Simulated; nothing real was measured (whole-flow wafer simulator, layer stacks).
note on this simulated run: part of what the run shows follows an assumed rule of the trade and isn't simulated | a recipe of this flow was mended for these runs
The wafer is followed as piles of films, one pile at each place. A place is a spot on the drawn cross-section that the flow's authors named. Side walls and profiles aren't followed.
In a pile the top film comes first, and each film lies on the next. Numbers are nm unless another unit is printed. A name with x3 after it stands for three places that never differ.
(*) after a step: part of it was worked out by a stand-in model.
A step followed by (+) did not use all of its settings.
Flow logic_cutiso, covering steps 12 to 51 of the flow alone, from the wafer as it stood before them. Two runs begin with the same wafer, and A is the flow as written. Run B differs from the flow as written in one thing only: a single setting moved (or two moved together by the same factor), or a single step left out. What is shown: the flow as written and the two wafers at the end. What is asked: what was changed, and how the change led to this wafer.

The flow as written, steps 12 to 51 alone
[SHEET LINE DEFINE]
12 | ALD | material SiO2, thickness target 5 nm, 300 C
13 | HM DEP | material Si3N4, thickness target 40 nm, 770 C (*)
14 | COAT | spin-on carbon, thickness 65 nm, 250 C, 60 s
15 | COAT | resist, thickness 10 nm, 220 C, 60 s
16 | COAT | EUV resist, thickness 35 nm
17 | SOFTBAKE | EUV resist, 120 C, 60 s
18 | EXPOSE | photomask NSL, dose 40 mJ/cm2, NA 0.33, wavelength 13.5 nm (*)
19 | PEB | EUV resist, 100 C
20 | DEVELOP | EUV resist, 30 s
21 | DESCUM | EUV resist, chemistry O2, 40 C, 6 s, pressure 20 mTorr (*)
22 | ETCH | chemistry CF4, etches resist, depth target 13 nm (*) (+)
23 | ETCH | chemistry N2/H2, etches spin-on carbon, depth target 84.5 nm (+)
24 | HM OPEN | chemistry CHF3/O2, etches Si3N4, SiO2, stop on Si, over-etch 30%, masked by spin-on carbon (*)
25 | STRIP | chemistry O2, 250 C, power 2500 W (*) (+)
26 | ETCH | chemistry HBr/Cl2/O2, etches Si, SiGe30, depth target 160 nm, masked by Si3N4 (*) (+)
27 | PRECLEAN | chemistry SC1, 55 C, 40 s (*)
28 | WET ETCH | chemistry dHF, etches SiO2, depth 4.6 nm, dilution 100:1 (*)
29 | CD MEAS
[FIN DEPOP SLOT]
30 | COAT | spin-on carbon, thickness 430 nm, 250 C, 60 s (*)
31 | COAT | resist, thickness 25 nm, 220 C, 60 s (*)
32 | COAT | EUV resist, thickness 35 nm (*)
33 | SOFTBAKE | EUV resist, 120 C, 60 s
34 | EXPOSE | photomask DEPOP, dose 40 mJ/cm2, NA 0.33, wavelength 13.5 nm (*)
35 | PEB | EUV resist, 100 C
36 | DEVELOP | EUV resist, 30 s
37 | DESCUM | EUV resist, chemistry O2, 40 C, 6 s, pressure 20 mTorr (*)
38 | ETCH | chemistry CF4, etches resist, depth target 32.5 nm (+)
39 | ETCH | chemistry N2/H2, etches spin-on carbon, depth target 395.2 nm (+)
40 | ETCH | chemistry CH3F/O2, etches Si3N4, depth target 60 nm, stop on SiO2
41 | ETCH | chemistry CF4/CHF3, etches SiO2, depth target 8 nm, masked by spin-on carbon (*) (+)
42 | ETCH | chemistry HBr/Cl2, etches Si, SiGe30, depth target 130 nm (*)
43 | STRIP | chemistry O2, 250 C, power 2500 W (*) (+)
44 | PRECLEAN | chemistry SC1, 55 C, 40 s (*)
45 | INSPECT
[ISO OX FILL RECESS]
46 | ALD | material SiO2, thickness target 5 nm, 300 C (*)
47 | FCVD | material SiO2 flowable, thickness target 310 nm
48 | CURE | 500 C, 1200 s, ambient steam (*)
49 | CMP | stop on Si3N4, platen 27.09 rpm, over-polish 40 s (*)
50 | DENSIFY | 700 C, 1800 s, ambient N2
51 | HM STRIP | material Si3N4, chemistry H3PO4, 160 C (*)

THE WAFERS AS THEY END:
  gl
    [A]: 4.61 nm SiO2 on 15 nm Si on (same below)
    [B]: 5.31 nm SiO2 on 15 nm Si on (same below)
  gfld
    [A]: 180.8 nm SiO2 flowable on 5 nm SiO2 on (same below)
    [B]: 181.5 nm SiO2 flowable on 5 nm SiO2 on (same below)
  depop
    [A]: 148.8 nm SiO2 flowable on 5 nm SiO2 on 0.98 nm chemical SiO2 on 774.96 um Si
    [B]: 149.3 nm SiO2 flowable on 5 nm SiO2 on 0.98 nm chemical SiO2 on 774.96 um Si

Cause: step 12, ALD: thickness target 5.7 nm was run, whereas the flow has thickness target 5 nm.

Step by step, how the change led to this:
  12 | ALD | material SiO2, thickness target 5 nm, 300 C
      depop, dpovl, gfld and 19 more: A +5 SiO2 (new film) | B +5.7 SiO2 (new film)
  24 | HM OPEN | chemistry CHF3/O2, etches Si3N4, SiO2, stop on Si, over-etch 30%, masked by spin-on carbon (*)
      dpovl, gfld, gxf, iso, isow, lnri, nsgap: A -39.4 Si3N4 (all of it), -5 SiO2 (all of it), -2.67 Si | B -39.4 Si3N4 (all of it), -5.7 SiO2 (all of it), -2.71 Si
  41 | ETCH | chemistry CF4/CHF3, etches SiO2, depth target 8 nm, masked by spin-on carbon (*) (+)
      depop: A -4.92 SiO2 (all of it), -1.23 Si | B -5.62 SiO2 (all of it), -0.95 Si
